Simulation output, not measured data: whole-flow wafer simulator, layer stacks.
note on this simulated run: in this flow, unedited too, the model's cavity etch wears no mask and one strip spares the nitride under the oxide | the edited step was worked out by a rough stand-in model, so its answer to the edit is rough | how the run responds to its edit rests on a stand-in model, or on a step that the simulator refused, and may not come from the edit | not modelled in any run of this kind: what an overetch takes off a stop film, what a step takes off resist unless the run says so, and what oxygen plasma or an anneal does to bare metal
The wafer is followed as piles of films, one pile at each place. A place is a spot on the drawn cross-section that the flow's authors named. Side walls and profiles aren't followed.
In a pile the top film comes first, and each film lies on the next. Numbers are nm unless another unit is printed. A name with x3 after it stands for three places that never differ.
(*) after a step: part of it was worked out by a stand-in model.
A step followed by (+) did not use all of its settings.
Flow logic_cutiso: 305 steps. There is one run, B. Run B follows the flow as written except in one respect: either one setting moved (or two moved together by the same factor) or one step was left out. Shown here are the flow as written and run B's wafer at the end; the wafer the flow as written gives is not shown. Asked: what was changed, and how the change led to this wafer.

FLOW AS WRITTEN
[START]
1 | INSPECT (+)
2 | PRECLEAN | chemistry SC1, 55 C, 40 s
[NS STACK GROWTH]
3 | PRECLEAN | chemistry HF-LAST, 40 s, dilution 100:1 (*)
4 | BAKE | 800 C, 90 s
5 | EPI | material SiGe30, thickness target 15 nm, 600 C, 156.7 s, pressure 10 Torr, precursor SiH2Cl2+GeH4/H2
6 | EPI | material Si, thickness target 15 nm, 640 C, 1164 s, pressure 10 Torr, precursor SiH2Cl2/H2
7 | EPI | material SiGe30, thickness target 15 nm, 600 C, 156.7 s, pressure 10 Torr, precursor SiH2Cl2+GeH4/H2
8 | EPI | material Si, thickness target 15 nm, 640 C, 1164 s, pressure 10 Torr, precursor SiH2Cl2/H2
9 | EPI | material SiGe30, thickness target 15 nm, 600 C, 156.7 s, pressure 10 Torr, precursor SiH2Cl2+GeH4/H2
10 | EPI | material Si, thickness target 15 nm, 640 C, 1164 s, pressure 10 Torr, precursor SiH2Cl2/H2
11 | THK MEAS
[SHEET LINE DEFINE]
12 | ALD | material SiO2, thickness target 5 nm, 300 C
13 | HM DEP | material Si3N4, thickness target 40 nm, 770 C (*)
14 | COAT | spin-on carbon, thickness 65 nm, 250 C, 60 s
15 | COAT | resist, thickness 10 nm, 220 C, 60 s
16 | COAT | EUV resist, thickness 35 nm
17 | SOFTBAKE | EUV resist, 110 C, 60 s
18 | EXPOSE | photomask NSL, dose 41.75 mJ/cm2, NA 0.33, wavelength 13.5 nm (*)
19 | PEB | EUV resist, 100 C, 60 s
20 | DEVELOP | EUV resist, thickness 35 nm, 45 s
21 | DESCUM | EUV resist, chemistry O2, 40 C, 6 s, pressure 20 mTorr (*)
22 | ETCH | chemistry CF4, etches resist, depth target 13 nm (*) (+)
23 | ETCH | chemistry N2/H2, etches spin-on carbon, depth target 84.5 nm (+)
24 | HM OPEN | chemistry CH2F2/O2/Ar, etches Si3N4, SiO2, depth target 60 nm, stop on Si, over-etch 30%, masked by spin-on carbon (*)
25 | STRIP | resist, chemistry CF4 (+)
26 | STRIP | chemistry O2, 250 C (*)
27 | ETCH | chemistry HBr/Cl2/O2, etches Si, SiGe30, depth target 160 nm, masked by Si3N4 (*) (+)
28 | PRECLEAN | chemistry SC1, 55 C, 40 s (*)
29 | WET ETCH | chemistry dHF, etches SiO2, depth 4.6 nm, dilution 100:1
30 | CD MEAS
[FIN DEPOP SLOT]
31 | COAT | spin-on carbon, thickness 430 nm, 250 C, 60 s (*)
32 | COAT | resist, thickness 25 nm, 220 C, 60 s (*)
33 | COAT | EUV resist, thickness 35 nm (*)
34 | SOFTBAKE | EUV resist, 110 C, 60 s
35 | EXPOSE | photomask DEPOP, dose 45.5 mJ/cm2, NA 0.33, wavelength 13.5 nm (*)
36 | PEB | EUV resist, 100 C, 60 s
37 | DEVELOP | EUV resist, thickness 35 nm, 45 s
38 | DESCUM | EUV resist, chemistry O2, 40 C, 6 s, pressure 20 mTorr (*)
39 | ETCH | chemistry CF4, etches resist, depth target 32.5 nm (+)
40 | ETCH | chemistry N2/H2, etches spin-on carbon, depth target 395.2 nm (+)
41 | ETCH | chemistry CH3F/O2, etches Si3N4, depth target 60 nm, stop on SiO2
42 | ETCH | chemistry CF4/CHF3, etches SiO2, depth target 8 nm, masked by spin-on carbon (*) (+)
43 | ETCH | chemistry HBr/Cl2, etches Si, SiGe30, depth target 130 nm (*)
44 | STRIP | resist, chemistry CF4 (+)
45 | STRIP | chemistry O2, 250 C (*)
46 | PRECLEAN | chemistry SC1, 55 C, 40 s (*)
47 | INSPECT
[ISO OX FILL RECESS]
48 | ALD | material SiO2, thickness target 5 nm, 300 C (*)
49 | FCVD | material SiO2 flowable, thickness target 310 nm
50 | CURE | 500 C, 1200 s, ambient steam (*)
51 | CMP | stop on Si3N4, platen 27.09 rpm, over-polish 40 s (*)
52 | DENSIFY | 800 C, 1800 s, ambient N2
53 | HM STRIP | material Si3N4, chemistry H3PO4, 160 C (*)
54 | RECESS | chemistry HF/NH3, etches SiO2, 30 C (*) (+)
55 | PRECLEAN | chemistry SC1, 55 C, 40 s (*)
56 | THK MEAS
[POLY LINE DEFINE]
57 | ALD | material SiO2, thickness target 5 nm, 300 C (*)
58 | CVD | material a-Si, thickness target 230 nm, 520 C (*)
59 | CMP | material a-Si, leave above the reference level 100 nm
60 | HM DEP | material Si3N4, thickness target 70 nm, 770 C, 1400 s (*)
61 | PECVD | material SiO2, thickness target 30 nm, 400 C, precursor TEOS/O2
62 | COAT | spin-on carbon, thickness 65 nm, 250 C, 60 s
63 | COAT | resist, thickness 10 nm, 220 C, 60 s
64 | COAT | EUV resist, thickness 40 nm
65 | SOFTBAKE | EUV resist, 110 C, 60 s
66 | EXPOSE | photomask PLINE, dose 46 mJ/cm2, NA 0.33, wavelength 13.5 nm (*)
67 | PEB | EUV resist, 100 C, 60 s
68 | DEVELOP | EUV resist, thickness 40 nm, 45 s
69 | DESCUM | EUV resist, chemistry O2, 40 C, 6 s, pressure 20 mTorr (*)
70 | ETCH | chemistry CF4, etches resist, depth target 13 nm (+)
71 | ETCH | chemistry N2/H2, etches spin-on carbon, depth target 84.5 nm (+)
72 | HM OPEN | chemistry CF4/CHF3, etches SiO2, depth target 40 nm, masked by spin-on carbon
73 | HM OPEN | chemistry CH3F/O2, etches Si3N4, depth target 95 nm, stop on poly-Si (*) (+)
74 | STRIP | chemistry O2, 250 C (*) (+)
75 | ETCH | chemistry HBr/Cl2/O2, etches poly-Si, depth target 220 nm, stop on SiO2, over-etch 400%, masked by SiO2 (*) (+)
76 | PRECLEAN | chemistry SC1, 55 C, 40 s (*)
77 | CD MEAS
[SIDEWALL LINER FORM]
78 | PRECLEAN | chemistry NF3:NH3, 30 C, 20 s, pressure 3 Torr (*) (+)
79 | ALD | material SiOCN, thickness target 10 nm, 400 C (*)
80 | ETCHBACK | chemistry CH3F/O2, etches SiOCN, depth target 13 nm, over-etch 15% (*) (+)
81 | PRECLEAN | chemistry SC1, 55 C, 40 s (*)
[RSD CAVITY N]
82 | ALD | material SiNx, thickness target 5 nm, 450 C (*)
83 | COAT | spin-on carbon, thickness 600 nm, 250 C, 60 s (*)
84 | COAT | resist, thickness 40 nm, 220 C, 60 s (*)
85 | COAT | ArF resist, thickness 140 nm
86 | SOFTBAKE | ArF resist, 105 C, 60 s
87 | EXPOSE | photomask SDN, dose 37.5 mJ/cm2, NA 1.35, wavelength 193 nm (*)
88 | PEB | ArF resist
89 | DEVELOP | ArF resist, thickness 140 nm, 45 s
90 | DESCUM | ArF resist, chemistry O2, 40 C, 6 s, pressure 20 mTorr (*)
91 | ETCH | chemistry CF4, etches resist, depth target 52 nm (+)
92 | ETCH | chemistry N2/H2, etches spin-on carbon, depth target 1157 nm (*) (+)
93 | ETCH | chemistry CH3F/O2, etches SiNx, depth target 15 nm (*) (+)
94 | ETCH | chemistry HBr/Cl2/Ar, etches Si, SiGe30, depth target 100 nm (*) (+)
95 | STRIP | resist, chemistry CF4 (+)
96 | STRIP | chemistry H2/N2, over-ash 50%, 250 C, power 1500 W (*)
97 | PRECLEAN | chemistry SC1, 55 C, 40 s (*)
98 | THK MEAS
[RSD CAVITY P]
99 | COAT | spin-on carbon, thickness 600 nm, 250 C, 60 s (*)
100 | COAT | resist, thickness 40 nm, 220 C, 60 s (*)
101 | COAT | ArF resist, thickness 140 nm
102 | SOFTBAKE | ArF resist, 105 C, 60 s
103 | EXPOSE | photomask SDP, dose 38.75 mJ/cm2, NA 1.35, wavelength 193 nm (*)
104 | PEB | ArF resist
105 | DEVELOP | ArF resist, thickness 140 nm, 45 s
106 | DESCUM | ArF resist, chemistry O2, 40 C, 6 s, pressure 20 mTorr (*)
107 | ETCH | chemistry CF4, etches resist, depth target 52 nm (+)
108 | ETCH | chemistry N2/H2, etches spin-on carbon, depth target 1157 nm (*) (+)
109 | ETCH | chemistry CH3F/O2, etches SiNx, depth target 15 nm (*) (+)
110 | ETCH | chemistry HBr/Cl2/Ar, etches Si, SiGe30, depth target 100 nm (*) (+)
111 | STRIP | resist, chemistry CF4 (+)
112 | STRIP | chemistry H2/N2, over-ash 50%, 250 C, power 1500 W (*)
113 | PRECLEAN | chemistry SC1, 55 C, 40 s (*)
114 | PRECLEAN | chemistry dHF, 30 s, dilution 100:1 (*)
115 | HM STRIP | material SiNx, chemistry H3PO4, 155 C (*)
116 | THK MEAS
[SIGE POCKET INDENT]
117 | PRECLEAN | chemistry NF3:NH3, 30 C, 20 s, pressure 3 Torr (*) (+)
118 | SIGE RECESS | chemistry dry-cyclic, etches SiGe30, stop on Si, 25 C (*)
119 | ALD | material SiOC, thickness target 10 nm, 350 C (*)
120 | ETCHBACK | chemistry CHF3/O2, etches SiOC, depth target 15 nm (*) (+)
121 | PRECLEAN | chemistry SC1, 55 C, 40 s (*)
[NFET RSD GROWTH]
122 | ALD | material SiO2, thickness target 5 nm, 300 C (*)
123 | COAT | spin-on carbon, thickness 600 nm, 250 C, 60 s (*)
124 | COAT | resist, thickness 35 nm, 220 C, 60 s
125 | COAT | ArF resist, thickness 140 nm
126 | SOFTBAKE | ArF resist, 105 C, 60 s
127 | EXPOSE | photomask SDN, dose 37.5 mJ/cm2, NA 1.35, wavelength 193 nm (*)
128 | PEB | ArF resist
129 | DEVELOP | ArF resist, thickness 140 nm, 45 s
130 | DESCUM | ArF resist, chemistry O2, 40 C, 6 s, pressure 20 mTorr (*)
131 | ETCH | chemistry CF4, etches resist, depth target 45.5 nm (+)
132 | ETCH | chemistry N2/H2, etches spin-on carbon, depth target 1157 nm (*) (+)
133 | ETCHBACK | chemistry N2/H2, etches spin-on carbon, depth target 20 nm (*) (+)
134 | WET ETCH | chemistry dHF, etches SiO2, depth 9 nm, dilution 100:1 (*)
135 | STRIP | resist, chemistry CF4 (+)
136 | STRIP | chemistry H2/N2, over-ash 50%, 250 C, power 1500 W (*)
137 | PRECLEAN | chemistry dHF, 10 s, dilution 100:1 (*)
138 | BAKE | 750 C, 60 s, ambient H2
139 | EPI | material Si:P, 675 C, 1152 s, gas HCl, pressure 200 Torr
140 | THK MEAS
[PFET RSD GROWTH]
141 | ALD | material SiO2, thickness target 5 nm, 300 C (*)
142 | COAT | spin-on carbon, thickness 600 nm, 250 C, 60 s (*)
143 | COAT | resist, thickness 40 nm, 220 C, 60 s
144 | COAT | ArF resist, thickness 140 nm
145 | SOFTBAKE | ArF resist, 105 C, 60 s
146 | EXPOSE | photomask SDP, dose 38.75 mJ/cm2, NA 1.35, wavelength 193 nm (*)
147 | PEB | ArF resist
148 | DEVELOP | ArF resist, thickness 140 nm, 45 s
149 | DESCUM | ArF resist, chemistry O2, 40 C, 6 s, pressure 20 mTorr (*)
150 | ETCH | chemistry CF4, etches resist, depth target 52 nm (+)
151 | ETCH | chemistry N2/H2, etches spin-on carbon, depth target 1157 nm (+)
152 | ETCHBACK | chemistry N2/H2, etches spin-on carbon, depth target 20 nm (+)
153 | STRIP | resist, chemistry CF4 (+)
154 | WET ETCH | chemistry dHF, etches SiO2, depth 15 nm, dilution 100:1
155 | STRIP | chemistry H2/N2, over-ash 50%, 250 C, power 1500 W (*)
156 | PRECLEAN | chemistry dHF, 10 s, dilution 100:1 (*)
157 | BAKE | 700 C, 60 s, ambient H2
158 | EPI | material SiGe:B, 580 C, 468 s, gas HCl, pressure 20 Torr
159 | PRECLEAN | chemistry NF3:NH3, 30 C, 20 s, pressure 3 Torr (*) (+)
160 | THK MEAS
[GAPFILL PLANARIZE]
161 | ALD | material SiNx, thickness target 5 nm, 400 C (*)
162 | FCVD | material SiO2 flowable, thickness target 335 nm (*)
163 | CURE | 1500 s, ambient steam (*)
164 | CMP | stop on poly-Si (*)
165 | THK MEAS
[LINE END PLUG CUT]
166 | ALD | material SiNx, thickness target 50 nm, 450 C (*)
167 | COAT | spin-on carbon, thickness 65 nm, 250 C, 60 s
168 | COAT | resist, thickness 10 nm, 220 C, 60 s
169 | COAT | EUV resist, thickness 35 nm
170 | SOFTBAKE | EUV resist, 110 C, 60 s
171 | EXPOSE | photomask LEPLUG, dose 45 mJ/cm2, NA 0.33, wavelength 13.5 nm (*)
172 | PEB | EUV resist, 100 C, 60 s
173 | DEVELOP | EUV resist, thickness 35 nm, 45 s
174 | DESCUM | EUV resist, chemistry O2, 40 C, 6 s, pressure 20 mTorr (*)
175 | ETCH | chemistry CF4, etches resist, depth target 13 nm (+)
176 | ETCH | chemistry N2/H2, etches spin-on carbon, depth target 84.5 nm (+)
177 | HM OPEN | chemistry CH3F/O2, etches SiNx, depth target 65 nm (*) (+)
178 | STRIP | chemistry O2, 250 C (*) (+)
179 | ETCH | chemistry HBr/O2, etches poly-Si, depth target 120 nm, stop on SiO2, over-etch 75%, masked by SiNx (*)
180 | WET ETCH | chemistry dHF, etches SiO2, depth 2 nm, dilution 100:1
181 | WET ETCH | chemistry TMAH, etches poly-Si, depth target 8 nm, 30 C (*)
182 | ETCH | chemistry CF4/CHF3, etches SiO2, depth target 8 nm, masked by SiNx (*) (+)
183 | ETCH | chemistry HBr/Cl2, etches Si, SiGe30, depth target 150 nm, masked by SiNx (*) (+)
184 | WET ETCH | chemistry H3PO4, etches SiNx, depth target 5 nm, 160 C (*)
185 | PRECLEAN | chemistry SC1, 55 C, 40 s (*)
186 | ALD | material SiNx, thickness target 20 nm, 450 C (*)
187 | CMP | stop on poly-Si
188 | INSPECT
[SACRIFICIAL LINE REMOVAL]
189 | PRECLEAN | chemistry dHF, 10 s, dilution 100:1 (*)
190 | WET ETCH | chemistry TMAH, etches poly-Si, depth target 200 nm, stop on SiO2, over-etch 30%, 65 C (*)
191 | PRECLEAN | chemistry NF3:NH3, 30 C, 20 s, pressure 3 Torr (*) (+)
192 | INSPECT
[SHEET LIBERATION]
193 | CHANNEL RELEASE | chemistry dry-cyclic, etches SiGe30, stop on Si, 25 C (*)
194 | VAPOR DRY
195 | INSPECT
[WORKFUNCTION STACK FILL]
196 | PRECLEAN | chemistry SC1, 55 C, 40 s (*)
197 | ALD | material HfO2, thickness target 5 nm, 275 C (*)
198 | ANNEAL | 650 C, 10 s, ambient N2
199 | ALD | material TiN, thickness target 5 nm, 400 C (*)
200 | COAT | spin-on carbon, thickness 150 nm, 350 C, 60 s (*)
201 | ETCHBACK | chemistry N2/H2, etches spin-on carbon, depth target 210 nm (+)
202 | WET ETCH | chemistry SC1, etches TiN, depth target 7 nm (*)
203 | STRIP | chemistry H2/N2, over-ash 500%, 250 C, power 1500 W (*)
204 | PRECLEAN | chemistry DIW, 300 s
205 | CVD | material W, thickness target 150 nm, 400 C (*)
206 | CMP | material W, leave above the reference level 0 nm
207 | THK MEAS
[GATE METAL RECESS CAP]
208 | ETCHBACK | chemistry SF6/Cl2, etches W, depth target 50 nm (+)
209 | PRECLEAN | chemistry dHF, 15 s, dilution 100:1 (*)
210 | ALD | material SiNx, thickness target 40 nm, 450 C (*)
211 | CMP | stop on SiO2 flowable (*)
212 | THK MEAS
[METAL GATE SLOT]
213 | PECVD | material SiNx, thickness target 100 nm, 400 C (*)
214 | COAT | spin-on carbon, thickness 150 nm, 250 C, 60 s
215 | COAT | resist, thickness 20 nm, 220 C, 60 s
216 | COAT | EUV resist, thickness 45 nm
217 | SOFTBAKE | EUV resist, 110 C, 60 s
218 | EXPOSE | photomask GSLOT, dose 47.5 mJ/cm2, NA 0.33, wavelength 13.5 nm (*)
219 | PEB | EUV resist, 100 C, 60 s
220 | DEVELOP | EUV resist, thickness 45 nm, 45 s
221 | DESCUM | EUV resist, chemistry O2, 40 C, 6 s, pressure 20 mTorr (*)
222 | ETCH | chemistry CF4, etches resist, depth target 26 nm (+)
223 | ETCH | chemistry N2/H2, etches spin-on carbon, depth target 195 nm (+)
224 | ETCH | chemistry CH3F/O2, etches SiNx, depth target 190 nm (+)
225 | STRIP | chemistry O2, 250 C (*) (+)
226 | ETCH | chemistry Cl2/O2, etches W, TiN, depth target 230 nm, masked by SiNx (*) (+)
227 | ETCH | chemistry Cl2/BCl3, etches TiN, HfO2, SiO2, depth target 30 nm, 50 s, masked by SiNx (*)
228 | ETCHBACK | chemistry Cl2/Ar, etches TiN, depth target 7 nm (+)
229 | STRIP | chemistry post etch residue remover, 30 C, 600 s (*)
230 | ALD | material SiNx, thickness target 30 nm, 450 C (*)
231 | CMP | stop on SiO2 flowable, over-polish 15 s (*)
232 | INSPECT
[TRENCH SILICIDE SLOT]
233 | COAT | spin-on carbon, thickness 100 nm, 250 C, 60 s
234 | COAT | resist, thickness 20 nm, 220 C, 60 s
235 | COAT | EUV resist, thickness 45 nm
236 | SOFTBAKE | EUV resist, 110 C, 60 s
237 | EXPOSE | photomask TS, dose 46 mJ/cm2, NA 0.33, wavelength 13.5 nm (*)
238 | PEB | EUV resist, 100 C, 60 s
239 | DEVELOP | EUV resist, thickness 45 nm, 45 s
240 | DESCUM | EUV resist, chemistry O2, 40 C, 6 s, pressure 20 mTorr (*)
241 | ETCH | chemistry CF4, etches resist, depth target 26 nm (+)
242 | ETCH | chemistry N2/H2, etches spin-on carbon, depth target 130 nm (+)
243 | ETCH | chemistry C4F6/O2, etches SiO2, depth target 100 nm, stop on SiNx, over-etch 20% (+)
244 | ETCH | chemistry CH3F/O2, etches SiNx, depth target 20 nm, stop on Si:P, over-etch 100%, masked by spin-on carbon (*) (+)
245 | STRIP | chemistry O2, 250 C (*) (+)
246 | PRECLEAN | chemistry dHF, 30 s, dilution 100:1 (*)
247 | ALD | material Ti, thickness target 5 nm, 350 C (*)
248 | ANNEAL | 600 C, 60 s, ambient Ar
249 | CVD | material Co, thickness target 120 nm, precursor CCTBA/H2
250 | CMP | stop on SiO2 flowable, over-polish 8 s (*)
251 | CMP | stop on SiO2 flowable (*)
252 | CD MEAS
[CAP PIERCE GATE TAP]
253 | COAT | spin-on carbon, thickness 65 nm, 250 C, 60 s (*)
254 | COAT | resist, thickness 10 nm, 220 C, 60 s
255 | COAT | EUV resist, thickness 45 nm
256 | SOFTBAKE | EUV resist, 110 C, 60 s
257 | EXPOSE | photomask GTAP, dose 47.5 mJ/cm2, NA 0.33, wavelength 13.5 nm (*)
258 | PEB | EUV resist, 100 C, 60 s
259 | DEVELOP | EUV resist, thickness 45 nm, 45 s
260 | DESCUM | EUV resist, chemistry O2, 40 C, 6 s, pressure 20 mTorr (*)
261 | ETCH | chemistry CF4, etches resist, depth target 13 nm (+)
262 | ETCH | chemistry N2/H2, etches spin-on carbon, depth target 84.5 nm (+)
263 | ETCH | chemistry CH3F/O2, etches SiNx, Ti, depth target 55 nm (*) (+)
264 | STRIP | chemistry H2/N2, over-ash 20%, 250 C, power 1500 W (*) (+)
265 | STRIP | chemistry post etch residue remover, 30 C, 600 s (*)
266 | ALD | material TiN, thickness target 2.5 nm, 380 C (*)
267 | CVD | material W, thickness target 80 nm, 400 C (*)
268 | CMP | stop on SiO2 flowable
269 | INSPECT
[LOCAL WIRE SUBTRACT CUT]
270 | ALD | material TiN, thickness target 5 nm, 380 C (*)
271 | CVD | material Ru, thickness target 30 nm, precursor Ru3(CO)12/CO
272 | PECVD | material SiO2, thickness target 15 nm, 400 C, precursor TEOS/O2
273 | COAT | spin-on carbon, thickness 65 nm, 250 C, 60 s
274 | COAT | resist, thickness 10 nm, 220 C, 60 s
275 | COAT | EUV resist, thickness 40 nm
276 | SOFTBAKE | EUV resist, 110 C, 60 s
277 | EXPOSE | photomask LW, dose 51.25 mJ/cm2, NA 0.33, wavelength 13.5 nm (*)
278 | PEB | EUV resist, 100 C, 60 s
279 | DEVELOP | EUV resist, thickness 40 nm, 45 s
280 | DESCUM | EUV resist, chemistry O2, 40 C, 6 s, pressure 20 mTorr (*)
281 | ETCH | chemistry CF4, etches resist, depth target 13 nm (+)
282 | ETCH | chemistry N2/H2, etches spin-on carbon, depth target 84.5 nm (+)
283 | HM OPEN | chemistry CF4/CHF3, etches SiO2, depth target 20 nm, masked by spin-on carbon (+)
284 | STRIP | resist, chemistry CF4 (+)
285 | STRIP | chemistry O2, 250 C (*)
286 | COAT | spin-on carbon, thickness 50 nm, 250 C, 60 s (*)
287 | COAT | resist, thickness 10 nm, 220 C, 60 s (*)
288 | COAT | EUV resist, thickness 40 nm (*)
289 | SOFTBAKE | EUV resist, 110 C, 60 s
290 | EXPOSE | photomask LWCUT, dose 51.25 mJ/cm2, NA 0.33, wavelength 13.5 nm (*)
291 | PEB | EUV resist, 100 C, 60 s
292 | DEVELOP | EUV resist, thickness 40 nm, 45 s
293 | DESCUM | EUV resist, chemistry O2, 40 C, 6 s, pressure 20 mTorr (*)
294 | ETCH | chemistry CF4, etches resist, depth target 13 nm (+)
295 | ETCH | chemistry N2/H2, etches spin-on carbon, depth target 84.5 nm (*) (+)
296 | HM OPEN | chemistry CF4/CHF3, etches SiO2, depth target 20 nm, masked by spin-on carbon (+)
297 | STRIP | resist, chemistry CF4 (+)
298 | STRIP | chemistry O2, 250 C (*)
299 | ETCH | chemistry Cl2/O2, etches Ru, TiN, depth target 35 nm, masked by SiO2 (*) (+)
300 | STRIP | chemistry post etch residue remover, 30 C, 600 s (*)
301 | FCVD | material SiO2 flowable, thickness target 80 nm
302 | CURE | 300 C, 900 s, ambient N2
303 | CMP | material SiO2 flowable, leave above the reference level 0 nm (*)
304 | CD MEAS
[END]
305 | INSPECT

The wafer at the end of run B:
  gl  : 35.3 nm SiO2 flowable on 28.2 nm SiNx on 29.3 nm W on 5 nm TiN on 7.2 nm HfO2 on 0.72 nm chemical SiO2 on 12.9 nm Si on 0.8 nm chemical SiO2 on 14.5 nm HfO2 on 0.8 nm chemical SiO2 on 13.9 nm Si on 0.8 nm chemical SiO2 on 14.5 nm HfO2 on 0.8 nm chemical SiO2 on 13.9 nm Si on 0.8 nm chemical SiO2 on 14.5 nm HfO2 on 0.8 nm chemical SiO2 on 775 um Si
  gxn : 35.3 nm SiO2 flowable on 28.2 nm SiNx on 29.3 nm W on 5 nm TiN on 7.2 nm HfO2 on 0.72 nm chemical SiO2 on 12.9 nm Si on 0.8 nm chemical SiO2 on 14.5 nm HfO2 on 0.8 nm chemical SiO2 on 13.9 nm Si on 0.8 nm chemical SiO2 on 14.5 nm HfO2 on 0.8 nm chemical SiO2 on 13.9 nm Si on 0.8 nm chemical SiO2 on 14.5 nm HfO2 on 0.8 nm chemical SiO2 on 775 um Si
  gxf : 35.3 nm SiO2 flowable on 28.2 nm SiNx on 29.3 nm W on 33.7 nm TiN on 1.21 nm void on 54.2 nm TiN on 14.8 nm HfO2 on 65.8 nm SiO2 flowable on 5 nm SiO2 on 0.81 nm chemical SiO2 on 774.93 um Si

Cause: step 197, ALD: thickness target 7.2 nm was run, whereas the flow has thickness target 5 nm.

The path from the change to this, step by step:
  197 | ALD | material HfO2, thickness target 5 nm, 275 C (*)
      gl, glp, gxn, gxp, ns, tap: HfO2 gains 7.2 (new film), HfO2 gains 14.5 (new film), cavity loses 14.5 (all of it), HfO2 gains 14.5 (new film), cavity loses 14.5 (all of it), HfO2 gains 14.5 (new film), cavity loses 14.5 (all of it) (it would be, as written: HfO2 gains 5 (new film), HfO2 gains 5 (new film), cavity loses 10, HfO2 gains 5 (new film), HfO2 gains 5 (new film), cavity loses 10, HfO2 gains 5 (new film), HfO2 gains 5 (new film), cavity loses 10, HfO2 gains 5 (new film))
      depop, dpovl, gfld and 12 more: HfO2 gains 7.2 (new film) (it would be, as written: HfO2 gains 5 (new film))
      (also at 1 further place)
  199 | ALD | material TiN, thickness target 5 nm, 400 C (*)
      gl, glp, tap: TiN gains 5 (new film) (it would be, as written: TiN gains 5.26 (new film), TiN gains 4.49 (new film), cavity loses 4.49 (all of it), TiN gains 4.49 (new film), cavity loses 4.49 (all of it), TiN gains 4.49 (new film), cavity loses 4.49 (all of it))
      gxn, gxp, ns: TiN gains 5 (new film) (it would be, as written: TiN gains 5 (new film), TiN gains 4.49 (new film), cavity loses 4.49 (all of it), TiN gains 4.49 (new film), cavity loses 4.49 (all of it), TiN gains 4.49 (new film), cavity loses 4.49 (all of it))
      (also at 2 further places)
  200 | COAT | spin-on carbon, thickness 150 nm, 350 C, 60 s (*)
      gl, glp: spin-on carbon gains 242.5 (new film) (it would be, as written: spin-on carbon gains 236.9 (new film))
      gxn, gxp: spin-on carbon gains 242.4 (new film) (it would be, as written: spin-on carbon gains 236.9 (new film))
      (also at 15 further places)
  201 | ETCHBACK | chemistry N2/H2, etches spin-on carbon, depth target 210 nm (+)
      lnr, lnrp: spin-on carbon loses 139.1 (all of it) (it would be, as written: spin-on carbon loses 133.9 (all of it))
      iso: spin-on carbon loses 150.9 (all of it) (it would be, as written: spin-on carbon loses 145.4 (all of it))
      (also at 9 further places)
  203 | STRIP | chemistry H2/N2, over-ash 500%, 250 C, power 1500 W (*)
      gl, glp: spin-on carbon loses 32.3 (all of it) (it would be, as written: spin-on carbon loses 26.7 (all of it))
      gxn, gxp: spin-on carbon loses 32.2 (all of it) (it would be, as written: spin-on carbon loses 26.8 (all of it))
      (also at 3 further places)
  205 | CVD | material W, thickness target 150 nm, 400 C (*)
      gxf: W gains 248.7 (new film) (it would be, as written: W gains 337.8 (new film))
  206 | CMP | material W, leave above the reference level 0 nm
      lnr, lnri, lnrp, lnrt: W loses 150 (all of it), HfO2 loses 7.2 (all of it), SiOCN loses 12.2 (it would be, as written: W loses 150 (all of it), HfO2 loses 5 (all of it), SiOCN loses 12.2)
      rsdn, rsdp, rsdw, rsdx: W loses 162.2 (all of it), HfO2 loses 7.2 (all of it) (it would be, as written: W loses 162.2 (all of it), HfO2 loses 5 (all of it))
      (also at 2 further places)
  226 | ETCH | chemistry Cl2/O2, etches W, TiN, depth target 230 nm, masked by SiNx (*) (+)
      gfld: W loses 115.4 (all of it), TiN loses 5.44 (all of it), HfO2 loses 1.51 (it would be, as written: W loses 115.4 (all of it), TiN loses 7.64 (all of it), HfO2 loses 1.54)
  227 | ETCH | chemistry Cl2/BCl3, etches TiN, HfO2, SiO2, depth target 30 nm, 50 s, masked by SiNx (*)
      gfld: HfO2 loses 5.69 (all of it), SiO2 flowable loses 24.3 (it would be, as written: HfO2 loses 3.46 (all of it), SiO2 flowable loses 26.5)
Taking metal films that touch as one body, gl has 1 body; the flow as written gives 4 bodies (between them, from the top down: HfO2 5 / chemical SiO2 0.72 / Si 12.9 / chemical SiO2 0.8 / HfO2 5; HfO2 5 / chemical SiO2 0.8 / Si 13.9 / chemical SiO2 0.8 / HfO2 5; HfO2 5 / chemical SiO2 0.8 / Si 13.9 / chemical SiO2 0.8 / HfO2 5).
Taking metal films that touch as one body, gxn has 1 body; the flow as written gives 4 bodies (between them, from the top down: HfO2 5 / chemical SiO2 0.72 / Si 12.9 / chemical SiO2 0.8 / HfO2 5; HfO2 5 / chemical SiO2 0.8 / Si 13.9 / chemical SiO2 0.8 / HfO2 5; HfO2 5 / chemical SiO2 0.8 / Si 13.9 / chemical SiO2 0.8 / HfO2 5).
Taking metal films that touch as one body, gxf has 2 bodies (between them, from the top down: void 1.21); the flow as written gives 1 body.
